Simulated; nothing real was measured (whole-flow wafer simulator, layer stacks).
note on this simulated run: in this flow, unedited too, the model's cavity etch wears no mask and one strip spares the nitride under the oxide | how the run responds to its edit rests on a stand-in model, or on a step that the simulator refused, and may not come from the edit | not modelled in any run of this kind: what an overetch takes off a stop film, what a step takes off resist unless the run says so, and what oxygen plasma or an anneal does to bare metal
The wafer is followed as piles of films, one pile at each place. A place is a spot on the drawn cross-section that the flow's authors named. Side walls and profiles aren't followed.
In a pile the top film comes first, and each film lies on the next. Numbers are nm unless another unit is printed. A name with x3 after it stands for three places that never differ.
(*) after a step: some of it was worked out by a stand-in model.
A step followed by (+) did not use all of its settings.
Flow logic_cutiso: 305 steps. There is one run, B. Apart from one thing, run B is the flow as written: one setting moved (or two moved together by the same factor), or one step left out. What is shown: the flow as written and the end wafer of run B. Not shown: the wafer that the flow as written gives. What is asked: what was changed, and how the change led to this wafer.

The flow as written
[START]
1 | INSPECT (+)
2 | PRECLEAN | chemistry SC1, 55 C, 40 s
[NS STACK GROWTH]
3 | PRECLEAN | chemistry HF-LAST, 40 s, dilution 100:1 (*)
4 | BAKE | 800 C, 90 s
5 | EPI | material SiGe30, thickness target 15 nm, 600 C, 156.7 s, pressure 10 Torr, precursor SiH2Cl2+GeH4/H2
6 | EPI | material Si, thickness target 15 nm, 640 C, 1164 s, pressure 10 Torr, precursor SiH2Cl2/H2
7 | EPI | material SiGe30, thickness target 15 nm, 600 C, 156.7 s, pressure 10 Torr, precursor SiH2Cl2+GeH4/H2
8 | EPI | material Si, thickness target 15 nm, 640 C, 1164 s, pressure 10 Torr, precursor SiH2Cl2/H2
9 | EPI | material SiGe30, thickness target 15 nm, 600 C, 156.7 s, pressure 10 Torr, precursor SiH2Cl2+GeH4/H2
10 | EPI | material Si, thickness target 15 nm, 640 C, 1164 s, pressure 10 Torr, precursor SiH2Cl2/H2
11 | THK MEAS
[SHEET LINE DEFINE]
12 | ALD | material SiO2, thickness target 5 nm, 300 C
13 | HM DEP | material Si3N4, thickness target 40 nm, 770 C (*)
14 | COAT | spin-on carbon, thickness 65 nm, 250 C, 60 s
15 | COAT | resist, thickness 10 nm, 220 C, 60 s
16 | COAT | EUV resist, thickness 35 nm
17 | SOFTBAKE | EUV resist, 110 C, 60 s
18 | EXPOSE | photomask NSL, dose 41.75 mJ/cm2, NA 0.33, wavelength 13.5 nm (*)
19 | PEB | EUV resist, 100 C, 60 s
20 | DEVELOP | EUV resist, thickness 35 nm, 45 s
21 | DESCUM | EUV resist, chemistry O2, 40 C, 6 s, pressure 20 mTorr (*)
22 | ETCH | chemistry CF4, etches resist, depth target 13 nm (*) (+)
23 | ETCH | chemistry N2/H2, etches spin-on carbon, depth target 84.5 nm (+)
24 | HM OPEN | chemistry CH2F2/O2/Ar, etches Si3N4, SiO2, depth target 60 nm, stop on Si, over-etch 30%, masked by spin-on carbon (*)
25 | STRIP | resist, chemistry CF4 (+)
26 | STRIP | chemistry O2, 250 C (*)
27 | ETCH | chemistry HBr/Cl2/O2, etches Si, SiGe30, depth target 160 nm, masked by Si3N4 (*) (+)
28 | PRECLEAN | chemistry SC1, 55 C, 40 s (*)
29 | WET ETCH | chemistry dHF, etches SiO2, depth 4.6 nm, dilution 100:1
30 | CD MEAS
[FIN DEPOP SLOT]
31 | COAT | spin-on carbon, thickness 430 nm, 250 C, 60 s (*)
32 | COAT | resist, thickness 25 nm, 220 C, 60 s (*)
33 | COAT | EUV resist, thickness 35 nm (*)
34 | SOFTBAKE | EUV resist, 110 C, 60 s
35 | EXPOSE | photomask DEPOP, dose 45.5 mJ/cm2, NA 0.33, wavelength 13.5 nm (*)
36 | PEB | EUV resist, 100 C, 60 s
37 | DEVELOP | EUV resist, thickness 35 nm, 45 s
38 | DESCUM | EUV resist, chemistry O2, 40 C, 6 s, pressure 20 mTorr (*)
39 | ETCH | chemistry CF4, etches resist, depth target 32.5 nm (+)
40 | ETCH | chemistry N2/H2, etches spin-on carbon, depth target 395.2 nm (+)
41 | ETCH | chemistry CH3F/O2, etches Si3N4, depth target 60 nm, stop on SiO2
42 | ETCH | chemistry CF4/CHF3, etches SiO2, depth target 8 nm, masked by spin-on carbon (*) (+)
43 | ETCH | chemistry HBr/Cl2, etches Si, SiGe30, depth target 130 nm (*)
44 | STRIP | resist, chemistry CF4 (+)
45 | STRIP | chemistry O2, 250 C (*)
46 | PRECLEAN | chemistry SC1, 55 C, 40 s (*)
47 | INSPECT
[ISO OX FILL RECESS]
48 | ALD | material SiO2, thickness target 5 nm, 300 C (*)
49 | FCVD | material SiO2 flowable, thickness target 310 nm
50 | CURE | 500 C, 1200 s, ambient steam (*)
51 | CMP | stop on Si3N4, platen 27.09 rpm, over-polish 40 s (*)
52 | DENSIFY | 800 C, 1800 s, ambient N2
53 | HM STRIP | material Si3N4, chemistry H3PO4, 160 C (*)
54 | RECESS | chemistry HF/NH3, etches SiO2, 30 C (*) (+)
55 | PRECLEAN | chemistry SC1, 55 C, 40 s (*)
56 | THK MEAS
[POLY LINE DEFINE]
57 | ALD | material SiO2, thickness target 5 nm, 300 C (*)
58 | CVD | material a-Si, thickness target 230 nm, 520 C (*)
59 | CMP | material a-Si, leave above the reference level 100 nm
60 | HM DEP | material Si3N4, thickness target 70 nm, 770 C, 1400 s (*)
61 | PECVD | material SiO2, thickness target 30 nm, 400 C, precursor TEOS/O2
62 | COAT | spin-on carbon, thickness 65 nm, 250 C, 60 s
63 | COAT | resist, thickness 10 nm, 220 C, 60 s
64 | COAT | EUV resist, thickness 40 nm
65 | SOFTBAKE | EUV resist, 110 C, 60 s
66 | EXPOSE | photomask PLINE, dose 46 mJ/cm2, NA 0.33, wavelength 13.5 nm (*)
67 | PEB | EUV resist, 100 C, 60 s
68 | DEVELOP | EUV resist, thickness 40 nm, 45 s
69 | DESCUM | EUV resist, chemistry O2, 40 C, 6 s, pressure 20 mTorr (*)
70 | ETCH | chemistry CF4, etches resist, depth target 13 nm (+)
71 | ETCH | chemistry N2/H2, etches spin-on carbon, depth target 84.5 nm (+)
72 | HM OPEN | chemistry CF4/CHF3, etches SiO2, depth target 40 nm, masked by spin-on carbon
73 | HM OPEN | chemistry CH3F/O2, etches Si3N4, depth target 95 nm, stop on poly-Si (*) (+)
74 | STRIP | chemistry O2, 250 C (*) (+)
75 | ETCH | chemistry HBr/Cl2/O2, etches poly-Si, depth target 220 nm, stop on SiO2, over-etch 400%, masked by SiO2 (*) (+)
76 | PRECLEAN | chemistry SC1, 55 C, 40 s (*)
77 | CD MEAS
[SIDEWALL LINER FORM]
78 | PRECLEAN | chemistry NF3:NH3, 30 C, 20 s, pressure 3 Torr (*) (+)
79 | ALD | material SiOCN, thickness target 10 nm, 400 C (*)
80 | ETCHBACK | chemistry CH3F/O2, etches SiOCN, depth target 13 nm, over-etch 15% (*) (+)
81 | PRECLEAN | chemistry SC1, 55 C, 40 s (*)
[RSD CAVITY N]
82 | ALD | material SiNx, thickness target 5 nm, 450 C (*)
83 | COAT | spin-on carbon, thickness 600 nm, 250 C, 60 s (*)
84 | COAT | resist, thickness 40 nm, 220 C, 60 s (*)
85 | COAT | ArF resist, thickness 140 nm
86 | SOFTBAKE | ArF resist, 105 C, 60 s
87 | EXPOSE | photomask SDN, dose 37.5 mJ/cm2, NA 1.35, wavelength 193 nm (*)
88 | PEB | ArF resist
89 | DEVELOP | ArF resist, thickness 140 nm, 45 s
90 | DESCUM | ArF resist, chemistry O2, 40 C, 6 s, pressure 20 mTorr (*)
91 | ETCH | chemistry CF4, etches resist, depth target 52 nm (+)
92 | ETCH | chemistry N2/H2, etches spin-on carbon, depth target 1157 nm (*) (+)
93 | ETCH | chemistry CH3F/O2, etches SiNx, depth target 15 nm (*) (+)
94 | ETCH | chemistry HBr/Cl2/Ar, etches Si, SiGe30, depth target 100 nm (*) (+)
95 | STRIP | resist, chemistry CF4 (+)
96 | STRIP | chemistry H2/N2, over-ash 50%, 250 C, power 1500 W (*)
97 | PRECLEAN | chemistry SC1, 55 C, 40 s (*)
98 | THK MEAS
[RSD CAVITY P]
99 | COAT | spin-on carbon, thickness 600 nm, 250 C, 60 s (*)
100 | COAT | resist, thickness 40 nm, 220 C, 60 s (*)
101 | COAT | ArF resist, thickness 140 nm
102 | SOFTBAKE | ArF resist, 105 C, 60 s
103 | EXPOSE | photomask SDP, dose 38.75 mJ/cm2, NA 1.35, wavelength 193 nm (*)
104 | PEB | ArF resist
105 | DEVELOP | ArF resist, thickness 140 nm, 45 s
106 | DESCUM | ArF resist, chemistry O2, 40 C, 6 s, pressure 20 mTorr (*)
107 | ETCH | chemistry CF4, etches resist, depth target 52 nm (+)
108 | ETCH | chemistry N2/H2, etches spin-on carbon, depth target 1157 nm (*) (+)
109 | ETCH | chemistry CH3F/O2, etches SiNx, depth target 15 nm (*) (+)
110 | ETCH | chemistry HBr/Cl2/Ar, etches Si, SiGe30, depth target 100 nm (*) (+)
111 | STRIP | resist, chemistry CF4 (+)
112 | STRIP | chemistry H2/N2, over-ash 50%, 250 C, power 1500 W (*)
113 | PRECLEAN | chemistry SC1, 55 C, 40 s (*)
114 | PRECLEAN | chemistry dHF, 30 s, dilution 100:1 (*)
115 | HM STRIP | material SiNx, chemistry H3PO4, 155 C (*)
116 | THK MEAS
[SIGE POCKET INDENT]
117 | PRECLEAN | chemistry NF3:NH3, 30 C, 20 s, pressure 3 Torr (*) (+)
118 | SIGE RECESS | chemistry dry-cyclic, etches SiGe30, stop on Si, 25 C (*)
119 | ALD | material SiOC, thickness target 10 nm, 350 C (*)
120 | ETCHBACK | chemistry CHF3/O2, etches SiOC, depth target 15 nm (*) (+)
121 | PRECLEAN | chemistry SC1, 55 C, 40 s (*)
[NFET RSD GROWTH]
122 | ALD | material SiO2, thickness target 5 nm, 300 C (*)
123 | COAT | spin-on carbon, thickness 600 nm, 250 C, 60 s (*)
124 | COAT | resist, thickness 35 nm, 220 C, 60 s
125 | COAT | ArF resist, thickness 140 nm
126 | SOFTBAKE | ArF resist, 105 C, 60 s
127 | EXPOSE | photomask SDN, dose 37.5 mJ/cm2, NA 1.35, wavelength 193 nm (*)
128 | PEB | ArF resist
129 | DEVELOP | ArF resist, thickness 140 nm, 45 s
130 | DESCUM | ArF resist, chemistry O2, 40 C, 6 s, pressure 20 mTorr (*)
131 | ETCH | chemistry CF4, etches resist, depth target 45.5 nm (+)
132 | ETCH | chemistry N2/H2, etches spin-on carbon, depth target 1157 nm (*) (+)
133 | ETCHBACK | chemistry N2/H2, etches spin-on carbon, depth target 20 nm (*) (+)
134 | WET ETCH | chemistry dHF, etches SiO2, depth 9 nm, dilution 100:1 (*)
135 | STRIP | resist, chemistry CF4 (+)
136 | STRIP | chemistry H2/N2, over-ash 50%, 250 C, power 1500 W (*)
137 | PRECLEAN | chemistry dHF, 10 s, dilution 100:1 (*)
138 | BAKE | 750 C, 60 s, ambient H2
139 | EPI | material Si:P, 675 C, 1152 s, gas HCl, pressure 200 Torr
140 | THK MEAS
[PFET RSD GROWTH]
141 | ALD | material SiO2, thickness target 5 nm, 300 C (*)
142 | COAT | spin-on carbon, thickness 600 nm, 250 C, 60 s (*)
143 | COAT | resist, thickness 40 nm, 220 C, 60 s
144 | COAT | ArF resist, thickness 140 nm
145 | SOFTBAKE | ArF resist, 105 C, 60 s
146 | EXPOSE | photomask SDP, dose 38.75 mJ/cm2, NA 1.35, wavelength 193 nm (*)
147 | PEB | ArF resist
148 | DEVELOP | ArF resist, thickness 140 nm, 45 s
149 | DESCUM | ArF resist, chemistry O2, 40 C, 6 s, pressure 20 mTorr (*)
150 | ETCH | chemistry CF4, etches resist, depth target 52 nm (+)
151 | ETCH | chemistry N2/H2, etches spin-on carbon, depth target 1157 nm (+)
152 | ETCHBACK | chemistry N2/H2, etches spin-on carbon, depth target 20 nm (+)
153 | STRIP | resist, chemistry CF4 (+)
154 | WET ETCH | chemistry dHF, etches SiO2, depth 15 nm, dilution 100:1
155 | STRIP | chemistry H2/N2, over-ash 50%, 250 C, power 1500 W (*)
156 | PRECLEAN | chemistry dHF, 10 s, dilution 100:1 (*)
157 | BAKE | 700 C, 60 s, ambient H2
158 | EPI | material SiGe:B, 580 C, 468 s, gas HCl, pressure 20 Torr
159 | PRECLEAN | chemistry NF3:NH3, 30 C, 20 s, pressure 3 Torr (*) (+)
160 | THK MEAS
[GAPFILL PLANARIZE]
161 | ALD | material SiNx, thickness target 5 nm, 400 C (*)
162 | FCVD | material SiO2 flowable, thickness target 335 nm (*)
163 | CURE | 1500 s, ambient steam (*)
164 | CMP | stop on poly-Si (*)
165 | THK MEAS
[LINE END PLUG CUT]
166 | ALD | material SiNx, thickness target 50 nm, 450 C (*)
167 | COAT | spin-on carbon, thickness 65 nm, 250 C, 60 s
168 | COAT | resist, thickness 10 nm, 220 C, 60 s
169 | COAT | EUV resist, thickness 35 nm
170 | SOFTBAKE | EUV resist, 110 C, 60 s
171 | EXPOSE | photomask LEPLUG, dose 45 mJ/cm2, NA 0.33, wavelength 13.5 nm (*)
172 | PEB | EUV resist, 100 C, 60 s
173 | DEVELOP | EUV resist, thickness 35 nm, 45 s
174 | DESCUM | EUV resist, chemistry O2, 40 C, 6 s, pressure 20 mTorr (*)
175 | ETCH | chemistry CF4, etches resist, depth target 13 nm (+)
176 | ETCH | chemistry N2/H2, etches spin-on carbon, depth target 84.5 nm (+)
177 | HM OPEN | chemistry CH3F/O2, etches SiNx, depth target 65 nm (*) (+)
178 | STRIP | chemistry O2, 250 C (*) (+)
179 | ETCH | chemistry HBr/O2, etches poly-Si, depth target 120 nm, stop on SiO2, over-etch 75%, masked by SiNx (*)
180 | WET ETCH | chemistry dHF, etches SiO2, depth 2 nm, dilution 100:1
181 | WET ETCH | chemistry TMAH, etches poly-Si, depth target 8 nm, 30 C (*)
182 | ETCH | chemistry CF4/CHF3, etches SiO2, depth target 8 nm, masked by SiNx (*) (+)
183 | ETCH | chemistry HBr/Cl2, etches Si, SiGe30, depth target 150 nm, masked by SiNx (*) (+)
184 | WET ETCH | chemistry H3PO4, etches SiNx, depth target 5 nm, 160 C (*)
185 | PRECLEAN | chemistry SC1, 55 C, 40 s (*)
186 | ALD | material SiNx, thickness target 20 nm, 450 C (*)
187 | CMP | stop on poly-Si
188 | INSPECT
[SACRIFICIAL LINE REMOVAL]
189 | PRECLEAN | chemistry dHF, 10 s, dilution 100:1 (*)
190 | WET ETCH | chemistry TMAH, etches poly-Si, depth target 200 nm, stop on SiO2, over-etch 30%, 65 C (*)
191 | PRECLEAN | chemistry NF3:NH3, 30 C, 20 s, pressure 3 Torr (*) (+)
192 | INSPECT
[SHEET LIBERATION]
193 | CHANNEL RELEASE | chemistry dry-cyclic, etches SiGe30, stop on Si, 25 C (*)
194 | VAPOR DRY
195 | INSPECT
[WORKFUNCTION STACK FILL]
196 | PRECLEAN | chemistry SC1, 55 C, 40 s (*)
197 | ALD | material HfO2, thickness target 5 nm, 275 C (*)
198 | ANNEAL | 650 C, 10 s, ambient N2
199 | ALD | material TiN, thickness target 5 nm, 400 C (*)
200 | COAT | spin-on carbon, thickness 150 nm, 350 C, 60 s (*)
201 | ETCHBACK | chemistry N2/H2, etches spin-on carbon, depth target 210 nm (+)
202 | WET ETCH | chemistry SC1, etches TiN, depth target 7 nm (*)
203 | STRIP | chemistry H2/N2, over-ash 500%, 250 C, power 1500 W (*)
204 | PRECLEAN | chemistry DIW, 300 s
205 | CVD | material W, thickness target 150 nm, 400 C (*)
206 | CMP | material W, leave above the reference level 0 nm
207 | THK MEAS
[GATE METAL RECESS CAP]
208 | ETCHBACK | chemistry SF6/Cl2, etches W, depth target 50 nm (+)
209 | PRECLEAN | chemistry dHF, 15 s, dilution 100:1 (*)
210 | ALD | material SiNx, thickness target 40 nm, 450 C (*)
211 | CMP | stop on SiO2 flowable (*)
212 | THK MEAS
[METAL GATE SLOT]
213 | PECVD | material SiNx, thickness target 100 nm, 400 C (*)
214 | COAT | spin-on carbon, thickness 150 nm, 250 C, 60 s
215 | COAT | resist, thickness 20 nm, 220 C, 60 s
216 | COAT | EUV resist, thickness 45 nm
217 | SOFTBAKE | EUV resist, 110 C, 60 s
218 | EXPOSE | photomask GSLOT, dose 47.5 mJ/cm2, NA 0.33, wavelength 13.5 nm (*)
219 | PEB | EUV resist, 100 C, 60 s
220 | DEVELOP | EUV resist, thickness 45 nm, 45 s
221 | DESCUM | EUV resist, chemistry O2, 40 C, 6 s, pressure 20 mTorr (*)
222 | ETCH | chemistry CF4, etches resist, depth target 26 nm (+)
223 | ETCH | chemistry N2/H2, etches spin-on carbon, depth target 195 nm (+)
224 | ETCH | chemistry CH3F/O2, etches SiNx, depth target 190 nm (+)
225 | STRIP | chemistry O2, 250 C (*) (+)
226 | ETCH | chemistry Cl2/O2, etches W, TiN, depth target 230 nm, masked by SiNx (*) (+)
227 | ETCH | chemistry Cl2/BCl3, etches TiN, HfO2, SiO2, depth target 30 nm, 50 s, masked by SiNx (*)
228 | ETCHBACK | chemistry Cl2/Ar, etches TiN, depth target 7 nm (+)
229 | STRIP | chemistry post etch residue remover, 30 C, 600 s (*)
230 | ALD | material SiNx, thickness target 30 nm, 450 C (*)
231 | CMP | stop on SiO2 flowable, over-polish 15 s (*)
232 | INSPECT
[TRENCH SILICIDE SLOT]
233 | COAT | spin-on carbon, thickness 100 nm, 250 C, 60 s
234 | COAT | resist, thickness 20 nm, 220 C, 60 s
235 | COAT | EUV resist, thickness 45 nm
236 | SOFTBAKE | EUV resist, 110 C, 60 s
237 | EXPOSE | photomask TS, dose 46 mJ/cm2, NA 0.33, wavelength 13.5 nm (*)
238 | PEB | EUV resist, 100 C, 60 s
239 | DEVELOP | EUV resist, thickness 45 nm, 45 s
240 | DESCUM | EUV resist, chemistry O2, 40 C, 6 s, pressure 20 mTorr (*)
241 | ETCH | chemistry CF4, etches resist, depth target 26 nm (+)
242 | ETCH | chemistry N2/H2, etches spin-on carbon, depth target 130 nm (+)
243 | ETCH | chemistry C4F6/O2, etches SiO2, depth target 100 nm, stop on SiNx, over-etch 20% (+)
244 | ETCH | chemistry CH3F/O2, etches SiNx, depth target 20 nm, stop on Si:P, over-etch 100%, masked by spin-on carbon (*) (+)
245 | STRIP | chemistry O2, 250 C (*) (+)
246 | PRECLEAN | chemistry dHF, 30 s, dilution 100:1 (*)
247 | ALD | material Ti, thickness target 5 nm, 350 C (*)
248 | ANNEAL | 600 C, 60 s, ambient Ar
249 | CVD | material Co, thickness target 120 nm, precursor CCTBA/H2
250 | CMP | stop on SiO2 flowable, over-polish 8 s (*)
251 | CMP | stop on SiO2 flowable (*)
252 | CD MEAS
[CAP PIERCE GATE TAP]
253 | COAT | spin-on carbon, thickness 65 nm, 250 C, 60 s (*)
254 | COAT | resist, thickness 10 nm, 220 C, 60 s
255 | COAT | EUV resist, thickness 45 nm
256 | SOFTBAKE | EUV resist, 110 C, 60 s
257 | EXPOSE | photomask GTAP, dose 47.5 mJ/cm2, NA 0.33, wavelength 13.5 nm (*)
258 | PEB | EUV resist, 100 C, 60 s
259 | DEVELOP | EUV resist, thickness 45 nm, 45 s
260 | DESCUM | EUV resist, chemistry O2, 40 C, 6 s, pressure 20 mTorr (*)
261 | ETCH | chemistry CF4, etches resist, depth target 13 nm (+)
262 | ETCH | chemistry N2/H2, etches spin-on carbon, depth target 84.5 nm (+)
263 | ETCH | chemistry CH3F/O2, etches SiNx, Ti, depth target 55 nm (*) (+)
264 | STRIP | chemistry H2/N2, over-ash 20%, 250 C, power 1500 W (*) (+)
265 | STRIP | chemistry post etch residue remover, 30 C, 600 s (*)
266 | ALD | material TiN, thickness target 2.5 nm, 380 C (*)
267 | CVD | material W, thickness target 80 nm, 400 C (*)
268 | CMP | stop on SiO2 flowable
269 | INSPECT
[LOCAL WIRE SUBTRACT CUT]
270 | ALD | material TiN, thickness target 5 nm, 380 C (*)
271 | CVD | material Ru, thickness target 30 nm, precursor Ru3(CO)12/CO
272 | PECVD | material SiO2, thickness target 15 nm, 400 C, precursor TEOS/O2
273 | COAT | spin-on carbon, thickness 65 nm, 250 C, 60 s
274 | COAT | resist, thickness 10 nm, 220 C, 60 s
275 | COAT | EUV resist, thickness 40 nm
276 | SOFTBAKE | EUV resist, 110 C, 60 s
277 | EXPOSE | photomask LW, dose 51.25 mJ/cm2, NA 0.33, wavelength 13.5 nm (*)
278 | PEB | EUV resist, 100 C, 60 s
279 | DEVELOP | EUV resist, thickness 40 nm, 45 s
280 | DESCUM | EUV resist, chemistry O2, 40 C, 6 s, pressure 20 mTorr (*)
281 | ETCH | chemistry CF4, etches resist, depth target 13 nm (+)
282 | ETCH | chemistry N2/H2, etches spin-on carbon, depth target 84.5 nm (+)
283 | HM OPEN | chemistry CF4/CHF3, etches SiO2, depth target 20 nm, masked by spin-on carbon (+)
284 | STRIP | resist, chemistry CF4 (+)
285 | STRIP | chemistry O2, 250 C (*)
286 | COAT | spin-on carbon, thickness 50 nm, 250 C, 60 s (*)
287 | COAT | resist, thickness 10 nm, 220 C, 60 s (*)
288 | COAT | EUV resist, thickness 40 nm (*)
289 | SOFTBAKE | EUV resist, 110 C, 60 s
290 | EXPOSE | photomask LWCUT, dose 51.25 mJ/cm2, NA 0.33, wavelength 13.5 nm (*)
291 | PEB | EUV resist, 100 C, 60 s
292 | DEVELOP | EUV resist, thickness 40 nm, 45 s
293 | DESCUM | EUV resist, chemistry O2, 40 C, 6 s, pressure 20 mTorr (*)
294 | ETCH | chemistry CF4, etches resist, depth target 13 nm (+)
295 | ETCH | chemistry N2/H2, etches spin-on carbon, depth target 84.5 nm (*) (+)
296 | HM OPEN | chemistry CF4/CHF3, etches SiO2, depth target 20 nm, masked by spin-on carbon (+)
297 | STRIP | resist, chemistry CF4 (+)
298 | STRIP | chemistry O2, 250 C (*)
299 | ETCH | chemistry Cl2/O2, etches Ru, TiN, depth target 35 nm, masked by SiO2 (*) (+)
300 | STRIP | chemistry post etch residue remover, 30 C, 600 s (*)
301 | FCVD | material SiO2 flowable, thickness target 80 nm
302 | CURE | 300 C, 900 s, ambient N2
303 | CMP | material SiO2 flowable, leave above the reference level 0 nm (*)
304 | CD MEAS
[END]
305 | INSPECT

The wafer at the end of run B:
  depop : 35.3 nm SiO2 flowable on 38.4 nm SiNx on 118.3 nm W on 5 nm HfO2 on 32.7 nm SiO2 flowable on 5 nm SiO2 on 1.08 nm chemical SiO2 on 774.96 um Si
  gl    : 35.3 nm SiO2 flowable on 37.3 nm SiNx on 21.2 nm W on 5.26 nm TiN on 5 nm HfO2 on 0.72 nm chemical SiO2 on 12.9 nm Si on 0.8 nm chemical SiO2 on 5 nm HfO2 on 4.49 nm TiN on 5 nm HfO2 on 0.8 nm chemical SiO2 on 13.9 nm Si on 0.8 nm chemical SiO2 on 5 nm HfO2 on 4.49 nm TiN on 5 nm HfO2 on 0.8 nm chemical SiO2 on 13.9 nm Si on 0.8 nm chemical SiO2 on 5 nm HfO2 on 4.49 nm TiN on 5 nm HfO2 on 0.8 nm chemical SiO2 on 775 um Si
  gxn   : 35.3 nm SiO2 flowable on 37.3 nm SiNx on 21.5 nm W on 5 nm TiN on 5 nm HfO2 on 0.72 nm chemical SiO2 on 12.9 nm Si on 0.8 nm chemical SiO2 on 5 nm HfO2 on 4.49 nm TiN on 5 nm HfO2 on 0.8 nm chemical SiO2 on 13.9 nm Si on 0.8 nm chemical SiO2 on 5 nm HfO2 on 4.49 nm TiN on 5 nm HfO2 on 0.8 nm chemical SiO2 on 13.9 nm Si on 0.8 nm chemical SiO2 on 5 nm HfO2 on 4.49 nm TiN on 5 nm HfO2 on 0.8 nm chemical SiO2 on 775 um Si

The reason: step 208, ETCHBACK: depth target 60 nm was run, whereas the flow has depth target 50 nm.

Step by step, how the change led to this:
  208 | ETCHBACK | chemistry SF6/Cl2, etches W, depth target 50 nm (+)
      depop, dpovl, gfld and 9 more: -60 W (it would be, as written: -50 W)
      iso, rsdn, rsdp, rsdw, rsdx: -6 SiO2 flowable (it would be, as written: -5 SiO2 flowable)
      (as well as at 5 more places)
  210 | ALD | material SiNx, thickness target 40 nm, 450 C (*)
      gfld, gl, glp, gxf, gxn, gxp, tap: +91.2 SiNx (new film) (it would be, as written: +82.6 SiNx (new film))
      plug: +43.6 SiNx (it would be, as written: +42.5 SiNx)
  211 | CMP | stop on SiO2 flowable (*)
      depop, dpovl, isow, ns, nsgap: nothing (it would be, as written: -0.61 SiNx)
  224 | ETCH | chemistry CH3F/O2, etches SiNx, depth target 190 nm (+)
      gfld: -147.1 SiNx (all of it), -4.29 W (it would be, as written: -138.1 SiNx (all of it), -5.19 W)
  226 | ETCH | chemistry Cl2/O2, etches W, TiN, depth target 230 nm, masked by SiNx (*) (+)
      depop, dpovl, gl and 18 more: -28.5 SiNx (it would be, as written: -30.8 SiNx)
      gfld: -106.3 W (all of it), -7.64 TiN (all of it), -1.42 HfO2 (it would be, as written: -115.4 W (all of it), -7.64 TiN (all of it), -1.54 HfO2)
  231 | CMP | stop on SiO2 flowable, over-polish 15 s (*)
      gfld, gl, glp, gxf, gxn, gxp, plug, tap: -65 SiNx (it would be, as written: -62.7 SiNx)
      depop, dpovl, isow, ns, nsgap: -56.6 SiNx (it would be, as written: -62.7 SiNx)
      (as well as at 9 more places)
  246 | PRECLEAN | chemistry dHF, 30 s, dilution 100:1 (*)
      depop, dpovl, isow, ns, nsgap: -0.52 SiNx (it would be, as written: -1.08 SiNx)
  251 | CMP | stop on SiO2 flowable (*)
      rsdx: -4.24 Ti (it would be, as written: -5 Ti (all of it))
      gfld, gl, glp, gxf, gxn, gxp, plug, tap: -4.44 SiNx (it would be, as written: -5 SiNx)
      (as well as at 8 more places)
  263 | ETCH | chemistry CH3F/O2, etches SiNx, Ti, depth target 55 nm (*) (+)
      glp, lnrp, lnrt, plug, rsdn, rsdp, rsdw: -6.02 resist (all of it), -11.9 spin-on carbon (it would be, as written: -6.02 resist (all of it), -6.48 spin-on carbon)
      depop, dpovl, gl, isow, ns, nsgap: -6.03 resist (all of it), -11.8 spin-on carbon (it would be, as written: -6.03 resist (all of it), -6.46 spin-on carbon)
      (as well as at 9 more places)
  264 | STRIP | chemistry H2/N2, over-ash 20%, 250 C, power 1500 W (*) (+)
      gfld, gl, gxf, gxn, gxp, lnr, lnri, lnrp: -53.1 spin-on carbon (all of it) (it would be, as written: -58.4 spin-on carbon (all of it))
      glp, lnrt, plug, rsdn, rsdp, rsdw: -53 spin-on carbon (all of it) (it would be, as written: -58.4 spin-on carbon (all of it))
      (as well as at 7 more places)
  265 | STRIP | chemistry post etch residue remover, 30 C, 600 s (*)
      rsdx: -0.76 Ti (all of it) (it would be, as written: nothing)
      iso: -1.17 Ti (all of it) (it would be, as written: -0.66 Ti (all of it))
  267 | CVD | material W, thickness target 80 nm, 400 C (*)
      tap: +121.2 W (new film) (it would be, as written: +111.4 W (new film))
  268 | CMP | stop on SiO2 flowable
      gfld, gl, glp, gxf, gxn, gxp, plug: -80.2 W (all of it), -2.5 TiN (all of it), -1.54 SiNx (it would be, as written: -80.2 W (all of it), -2.5 TiN (all of it), -0.98 SiNx)
      lnr, lnri, lnrp, lnrt: -80 W (all of it), -2.5 TiN (all of it), -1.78 SiOCN (it would be, as written: -80 W (all of it), -2.5 TiN (all of it), -1.22 SiOCN)
      (as well as at 3 more places)
